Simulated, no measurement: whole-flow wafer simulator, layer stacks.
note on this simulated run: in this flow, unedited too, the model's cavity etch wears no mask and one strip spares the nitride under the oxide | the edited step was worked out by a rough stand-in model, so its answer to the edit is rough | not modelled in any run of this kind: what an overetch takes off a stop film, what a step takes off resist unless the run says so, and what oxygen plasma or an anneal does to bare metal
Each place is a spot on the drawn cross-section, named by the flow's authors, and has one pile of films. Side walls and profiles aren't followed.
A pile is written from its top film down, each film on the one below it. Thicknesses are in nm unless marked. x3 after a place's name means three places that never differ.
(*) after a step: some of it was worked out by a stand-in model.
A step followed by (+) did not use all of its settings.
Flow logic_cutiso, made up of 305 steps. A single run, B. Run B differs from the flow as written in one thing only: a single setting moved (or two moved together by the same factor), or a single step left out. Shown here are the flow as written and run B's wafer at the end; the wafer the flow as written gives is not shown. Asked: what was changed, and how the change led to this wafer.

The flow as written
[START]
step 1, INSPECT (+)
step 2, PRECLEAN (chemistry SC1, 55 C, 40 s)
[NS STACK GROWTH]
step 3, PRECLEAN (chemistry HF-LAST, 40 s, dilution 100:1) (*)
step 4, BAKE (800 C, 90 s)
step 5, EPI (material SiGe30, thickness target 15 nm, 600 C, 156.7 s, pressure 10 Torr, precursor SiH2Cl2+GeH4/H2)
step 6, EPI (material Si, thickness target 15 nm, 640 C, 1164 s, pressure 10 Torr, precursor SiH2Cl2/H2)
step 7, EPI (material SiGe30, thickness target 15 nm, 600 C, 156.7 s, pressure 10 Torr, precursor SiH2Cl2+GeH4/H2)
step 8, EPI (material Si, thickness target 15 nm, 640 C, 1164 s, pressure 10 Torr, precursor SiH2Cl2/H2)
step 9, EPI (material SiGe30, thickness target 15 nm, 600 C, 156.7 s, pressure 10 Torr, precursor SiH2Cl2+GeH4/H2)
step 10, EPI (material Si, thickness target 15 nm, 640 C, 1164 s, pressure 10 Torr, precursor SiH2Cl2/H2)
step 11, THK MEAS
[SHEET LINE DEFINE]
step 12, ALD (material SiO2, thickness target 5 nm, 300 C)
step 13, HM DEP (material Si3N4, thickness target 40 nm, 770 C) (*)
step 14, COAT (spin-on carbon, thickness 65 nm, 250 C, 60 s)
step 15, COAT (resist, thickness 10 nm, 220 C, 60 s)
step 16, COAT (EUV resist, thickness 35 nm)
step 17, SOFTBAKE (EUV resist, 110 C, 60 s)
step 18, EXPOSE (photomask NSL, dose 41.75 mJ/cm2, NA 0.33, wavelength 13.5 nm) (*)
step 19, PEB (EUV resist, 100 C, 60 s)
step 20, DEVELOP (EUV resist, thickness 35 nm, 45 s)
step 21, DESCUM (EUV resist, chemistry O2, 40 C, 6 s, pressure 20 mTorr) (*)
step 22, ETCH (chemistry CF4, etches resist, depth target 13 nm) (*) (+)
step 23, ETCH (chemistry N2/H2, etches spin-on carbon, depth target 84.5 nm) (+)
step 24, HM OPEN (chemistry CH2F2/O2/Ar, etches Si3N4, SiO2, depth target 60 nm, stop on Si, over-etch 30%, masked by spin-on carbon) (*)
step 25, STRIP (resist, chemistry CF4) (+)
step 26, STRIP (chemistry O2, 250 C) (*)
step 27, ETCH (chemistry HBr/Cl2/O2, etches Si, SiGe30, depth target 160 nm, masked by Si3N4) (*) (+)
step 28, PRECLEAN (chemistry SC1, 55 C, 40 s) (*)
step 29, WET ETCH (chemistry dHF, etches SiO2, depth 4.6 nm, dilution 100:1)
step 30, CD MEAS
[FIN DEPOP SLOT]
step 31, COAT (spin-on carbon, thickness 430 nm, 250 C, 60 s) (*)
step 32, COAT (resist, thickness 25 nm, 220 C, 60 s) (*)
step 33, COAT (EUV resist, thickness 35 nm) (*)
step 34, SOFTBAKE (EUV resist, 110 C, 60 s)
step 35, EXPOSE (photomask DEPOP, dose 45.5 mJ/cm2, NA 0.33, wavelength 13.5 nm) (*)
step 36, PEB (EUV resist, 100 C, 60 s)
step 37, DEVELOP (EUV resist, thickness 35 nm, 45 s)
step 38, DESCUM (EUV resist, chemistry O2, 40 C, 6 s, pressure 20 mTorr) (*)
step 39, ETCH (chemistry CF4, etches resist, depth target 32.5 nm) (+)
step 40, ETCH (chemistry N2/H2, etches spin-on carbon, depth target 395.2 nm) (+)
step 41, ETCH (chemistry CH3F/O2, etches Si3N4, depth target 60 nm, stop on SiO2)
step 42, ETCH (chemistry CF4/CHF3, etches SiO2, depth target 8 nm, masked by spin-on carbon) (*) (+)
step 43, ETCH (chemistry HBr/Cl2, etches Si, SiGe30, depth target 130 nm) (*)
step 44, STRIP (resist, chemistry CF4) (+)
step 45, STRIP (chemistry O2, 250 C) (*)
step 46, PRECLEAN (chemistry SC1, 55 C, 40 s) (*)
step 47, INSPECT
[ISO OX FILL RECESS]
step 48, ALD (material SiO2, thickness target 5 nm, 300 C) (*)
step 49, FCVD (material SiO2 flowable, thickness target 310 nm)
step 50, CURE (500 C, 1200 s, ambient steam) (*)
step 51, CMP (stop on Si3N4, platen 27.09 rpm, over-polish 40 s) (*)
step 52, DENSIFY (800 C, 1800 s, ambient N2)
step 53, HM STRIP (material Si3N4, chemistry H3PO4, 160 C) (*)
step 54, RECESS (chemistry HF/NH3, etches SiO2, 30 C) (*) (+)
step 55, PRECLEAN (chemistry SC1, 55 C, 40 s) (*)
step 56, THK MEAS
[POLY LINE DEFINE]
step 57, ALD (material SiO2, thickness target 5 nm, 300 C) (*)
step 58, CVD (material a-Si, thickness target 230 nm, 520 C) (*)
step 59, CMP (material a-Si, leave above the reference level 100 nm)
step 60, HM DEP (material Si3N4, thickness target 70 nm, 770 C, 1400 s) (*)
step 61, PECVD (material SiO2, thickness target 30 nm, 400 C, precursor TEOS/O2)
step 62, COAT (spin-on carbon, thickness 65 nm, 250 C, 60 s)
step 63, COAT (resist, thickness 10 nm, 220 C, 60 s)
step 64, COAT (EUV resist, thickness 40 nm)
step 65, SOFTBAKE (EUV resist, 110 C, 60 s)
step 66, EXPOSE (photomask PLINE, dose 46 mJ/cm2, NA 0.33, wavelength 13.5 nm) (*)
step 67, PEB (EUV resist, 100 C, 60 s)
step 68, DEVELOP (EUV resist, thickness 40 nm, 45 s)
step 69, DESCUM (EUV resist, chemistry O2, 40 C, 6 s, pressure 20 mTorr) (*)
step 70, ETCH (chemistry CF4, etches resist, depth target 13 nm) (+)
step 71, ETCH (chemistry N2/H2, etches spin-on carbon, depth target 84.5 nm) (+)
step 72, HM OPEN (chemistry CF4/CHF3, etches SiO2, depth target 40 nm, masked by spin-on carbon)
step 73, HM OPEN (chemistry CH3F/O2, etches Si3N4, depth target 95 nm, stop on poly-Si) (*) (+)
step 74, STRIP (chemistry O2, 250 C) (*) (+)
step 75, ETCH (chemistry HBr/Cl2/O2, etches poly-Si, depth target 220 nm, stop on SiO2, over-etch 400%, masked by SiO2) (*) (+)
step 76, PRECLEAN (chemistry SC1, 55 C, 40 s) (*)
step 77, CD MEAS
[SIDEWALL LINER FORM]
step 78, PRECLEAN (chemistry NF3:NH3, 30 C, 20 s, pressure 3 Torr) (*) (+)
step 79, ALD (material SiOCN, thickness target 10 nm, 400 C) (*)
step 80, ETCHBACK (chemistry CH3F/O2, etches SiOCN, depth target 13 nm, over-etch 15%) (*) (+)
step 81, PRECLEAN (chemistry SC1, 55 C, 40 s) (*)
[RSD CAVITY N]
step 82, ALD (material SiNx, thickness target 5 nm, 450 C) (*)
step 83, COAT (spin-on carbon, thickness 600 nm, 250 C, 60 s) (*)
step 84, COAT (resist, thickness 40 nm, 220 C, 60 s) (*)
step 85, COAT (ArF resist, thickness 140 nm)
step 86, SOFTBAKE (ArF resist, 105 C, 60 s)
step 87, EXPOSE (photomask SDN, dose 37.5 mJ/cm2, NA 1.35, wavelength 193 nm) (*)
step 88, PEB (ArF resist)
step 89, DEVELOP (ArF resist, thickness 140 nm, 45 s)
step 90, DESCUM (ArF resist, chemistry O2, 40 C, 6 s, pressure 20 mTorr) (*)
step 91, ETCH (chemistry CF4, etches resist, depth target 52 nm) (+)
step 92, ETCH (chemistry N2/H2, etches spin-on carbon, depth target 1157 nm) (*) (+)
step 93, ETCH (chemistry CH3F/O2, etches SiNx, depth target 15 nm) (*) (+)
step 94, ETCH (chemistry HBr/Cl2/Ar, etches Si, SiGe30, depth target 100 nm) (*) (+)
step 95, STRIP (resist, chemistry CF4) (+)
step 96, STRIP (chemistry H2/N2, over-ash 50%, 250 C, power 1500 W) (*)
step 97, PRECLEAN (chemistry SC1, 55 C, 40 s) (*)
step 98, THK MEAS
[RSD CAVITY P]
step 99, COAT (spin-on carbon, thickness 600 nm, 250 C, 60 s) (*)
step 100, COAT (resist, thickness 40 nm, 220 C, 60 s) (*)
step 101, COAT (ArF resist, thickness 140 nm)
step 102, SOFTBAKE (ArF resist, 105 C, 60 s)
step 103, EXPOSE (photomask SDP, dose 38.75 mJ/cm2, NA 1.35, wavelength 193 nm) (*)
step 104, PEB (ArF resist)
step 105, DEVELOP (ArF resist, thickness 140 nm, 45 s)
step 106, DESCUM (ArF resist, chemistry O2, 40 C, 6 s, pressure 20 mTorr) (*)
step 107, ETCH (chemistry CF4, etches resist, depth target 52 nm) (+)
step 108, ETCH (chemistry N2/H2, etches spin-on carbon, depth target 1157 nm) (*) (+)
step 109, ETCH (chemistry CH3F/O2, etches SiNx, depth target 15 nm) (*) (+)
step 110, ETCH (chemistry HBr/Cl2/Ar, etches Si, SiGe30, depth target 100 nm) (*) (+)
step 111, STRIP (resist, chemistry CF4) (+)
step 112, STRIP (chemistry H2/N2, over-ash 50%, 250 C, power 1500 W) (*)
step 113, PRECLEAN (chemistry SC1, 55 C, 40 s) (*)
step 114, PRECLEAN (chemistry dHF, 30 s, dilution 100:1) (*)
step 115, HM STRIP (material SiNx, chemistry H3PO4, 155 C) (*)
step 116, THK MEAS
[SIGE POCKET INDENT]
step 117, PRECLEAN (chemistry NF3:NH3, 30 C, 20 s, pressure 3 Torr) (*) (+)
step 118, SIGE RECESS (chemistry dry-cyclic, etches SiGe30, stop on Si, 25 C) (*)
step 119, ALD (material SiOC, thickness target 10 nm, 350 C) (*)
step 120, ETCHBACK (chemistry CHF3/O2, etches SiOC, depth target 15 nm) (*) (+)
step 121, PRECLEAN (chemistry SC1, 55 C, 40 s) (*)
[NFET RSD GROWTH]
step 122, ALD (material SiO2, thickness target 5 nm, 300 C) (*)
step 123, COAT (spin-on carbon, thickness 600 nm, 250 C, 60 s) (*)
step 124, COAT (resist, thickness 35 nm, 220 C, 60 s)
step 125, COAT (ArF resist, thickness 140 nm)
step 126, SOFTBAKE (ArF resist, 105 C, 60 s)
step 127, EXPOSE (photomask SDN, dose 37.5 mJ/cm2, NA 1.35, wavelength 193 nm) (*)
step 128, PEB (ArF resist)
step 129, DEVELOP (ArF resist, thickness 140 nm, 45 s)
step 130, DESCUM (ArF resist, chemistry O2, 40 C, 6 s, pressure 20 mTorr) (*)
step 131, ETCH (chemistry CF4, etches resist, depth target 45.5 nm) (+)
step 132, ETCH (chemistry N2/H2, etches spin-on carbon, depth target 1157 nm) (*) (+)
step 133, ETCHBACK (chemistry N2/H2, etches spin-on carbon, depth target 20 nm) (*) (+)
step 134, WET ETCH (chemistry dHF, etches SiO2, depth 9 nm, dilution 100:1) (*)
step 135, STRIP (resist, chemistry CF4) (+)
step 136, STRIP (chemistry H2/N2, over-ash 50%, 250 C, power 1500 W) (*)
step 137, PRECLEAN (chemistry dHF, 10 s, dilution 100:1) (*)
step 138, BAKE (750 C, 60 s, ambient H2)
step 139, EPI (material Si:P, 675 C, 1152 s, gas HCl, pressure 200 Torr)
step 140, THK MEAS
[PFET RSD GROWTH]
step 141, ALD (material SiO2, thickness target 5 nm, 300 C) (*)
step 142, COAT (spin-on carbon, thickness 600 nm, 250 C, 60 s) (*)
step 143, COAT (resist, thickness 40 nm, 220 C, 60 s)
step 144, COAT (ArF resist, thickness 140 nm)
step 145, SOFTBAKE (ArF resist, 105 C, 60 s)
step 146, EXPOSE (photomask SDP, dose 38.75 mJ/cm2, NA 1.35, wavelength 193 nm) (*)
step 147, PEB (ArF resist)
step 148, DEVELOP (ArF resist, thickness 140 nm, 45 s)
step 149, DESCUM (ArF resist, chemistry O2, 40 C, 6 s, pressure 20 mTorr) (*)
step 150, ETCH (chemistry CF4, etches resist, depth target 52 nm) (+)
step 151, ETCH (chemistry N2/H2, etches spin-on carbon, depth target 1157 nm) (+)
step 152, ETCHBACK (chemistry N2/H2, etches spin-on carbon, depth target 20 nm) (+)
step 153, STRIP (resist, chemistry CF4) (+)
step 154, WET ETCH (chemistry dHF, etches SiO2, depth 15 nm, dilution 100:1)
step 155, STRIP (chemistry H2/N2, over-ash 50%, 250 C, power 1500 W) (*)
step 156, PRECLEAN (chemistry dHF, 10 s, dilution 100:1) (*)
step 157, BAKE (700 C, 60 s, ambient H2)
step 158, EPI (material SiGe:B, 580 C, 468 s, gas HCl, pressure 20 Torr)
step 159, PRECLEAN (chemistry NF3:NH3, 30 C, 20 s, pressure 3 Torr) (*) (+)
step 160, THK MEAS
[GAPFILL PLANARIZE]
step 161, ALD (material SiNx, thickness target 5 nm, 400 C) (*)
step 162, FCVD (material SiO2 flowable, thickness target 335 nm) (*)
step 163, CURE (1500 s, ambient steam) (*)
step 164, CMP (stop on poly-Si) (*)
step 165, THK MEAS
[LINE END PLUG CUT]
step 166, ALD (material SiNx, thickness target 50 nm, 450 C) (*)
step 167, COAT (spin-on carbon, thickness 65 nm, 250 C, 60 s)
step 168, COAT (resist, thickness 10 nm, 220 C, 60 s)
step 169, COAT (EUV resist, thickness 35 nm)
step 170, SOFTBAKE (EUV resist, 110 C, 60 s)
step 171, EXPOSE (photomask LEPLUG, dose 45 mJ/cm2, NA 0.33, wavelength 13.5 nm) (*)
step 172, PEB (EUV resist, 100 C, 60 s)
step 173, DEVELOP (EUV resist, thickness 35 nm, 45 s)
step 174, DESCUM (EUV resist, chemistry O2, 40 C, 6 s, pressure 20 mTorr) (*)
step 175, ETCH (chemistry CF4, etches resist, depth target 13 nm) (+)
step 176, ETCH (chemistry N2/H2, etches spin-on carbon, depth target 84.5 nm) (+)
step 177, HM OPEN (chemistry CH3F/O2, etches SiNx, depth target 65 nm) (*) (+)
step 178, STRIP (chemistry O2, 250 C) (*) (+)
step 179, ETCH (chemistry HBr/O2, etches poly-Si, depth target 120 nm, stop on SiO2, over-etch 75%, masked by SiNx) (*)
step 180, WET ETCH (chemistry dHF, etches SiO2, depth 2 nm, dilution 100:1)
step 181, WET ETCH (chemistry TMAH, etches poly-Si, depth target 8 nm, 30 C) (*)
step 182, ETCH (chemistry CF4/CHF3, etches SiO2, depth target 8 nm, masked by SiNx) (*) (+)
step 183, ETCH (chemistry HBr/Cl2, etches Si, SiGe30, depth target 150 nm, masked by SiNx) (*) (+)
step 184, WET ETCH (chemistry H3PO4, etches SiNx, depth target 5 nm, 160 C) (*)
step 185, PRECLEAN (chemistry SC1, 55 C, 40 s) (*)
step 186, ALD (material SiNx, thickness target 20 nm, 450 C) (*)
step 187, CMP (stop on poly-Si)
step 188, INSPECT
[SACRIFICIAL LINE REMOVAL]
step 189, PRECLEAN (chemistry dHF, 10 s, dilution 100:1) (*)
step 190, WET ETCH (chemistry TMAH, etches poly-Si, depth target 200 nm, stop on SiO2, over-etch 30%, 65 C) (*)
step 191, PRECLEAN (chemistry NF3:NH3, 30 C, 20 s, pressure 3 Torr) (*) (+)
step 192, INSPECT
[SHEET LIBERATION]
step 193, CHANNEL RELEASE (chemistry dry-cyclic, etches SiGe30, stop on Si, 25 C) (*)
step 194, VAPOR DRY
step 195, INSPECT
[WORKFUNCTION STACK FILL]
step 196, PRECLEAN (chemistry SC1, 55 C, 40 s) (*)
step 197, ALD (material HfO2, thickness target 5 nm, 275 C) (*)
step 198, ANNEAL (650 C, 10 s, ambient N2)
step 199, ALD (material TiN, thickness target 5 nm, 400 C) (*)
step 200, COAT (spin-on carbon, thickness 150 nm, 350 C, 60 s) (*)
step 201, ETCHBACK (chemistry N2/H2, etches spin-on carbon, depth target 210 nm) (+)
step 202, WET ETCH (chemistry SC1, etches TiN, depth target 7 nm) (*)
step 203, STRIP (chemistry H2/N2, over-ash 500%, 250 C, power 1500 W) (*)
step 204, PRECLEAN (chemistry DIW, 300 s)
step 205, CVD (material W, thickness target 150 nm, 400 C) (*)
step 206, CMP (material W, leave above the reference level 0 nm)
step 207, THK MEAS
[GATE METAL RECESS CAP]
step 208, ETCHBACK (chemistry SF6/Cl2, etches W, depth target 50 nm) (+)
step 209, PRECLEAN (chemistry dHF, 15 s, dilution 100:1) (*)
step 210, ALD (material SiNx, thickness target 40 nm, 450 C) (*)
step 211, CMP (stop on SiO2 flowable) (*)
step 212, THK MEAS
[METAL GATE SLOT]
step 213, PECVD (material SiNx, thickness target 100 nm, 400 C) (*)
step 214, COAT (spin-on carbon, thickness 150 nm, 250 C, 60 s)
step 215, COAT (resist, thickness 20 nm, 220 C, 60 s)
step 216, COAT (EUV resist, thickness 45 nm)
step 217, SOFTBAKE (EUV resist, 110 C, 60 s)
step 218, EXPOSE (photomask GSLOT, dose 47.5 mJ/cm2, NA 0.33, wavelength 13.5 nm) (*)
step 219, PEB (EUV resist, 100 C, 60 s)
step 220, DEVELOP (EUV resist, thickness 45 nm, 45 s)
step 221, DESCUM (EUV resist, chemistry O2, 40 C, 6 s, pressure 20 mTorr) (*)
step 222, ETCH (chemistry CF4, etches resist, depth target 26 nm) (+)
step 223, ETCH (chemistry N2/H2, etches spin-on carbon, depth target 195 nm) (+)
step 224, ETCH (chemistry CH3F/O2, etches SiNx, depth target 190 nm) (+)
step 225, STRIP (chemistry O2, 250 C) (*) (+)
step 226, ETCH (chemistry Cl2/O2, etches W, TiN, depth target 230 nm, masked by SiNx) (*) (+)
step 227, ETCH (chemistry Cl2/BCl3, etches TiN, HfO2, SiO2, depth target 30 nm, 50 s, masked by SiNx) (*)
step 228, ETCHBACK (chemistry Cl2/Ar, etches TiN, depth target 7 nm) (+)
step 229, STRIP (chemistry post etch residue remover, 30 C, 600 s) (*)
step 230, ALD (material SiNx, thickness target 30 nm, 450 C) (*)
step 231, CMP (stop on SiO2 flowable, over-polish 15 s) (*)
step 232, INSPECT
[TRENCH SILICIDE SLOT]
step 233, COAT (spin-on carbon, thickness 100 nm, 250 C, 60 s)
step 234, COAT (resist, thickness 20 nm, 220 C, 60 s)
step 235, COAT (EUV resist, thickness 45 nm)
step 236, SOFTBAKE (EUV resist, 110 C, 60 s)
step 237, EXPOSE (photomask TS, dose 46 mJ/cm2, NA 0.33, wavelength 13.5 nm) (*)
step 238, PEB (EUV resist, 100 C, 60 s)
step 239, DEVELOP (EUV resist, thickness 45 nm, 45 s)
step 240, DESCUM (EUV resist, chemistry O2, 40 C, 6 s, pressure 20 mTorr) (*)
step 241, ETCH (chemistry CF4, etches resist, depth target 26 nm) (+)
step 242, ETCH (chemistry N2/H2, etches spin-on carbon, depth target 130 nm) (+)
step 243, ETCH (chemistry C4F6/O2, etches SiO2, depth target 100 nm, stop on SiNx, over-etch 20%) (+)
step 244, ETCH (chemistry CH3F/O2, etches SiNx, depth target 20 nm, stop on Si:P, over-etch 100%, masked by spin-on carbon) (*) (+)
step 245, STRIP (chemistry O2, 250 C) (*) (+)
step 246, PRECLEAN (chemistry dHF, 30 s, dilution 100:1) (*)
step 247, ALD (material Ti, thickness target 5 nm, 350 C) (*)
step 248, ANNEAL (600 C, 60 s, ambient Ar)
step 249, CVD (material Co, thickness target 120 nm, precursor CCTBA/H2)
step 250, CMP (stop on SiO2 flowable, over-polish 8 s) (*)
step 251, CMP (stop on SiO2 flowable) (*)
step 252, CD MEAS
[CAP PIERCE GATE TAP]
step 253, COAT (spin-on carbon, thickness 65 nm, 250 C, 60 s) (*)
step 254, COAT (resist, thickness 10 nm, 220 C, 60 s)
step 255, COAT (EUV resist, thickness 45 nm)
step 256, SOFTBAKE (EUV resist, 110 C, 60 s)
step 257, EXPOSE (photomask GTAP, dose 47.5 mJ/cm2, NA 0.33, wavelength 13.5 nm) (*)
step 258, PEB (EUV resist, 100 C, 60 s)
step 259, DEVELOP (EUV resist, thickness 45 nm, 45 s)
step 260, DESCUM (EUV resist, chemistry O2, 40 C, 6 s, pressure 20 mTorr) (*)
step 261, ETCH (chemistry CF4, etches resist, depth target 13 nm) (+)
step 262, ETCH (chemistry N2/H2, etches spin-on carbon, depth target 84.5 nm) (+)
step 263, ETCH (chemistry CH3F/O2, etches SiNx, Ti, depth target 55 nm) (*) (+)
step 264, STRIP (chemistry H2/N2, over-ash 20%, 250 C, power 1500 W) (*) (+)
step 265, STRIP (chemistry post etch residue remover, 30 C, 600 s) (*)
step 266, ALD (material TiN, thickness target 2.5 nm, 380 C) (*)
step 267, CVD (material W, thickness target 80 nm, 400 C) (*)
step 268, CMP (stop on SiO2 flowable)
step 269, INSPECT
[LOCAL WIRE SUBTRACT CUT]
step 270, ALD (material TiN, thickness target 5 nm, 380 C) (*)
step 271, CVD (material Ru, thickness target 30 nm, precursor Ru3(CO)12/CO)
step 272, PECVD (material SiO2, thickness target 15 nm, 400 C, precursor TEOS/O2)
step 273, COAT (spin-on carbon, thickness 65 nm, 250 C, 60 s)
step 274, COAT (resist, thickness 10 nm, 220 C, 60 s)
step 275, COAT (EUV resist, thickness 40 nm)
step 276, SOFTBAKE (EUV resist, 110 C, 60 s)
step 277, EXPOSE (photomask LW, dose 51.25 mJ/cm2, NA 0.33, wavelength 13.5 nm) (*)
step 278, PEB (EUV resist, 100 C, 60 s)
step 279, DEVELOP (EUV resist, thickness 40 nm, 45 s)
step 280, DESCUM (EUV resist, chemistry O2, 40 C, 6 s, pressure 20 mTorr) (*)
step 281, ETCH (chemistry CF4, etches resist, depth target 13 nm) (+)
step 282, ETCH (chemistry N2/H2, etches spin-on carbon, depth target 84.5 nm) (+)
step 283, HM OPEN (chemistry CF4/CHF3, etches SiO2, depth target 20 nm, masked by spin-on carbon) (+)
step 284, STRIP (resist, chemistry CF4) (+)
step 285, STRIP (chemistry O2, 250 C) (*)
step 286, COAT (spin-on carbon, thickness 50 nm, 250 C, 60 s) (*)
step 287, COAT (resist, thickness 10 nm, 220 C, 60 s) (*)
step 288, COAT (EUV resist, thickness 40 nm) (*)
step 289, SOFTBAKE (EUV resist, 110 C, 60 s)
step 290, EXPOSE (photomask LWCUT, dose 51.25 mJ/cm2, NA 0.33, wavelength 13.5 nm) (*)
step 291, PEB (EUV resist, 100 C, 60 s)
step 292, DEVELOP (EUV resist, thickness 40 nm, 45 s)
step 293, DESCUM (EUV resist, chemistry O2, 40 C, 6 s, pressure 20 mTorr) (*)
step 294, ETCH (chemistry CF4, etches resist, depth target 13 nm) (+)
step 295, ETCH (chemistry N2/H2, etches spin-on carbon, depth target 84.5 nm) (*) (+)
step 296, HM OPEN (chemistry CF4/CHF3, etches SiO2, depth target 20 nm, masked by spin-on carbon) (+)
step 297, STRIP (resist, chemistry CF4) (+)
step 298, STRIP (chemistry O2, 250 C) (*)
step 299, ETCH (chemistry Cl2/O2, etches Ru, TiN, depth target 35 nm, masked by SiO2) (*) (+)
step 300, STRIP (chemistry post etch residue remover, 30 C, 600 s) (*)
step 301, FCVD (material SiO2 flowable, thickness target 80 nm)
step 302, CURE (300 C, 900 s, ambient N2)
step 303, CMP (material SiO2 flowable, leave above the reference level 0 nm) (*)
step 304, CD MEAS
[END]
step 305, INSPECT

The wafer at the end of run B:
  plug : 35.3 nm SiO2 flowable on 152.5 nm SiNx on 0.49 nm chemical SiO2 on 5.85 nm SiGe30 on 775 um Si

What caused this: step 183, ETCH: depth target 82.5 nm was run, whereas the flow has depth target 150 nm.

The path from the change to this, step by step:
  step 183, ETCH (chemistry HBr/Cl2, etches Si, SiGe30, depth target 150 nm, masked by SiNx) (*) (+)
      plug: -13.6 Si (all of it), -15 SiGe30 (all of it), -15 Si (all of it), -15 SiGe30 (all of it), -15 Si (all of it), -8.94 SiGe30 (it would be, as written: -13.6 Si (all of it), -15 SiGe30 (all of it), -15 Si (all of it), -15 SiGe30 (all of it), -15 Si (all of it), -15 SiGe30 (all of it), -61.4 Si)
      depop, dpovl, gfld and 18 more: -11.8 SiNx (it would be, as written: -21.4 SiNx)
  step 186, ALD (material SiNx, thickness target 20 nm, 450 C) (*)
      plug: +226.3 SiNx (new film) (it would be, as written: +284.2 SiNx (new film))
  step 187, CMP (stop on poly-Si)
      depop, dpovl, gfld and 18 more: -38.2 SiNx (all of it) (it would be, as written: -28.6 SiNx (all of it))
      plug: -38.2 SiNx (it would be, as written: -28.6 SiNx)
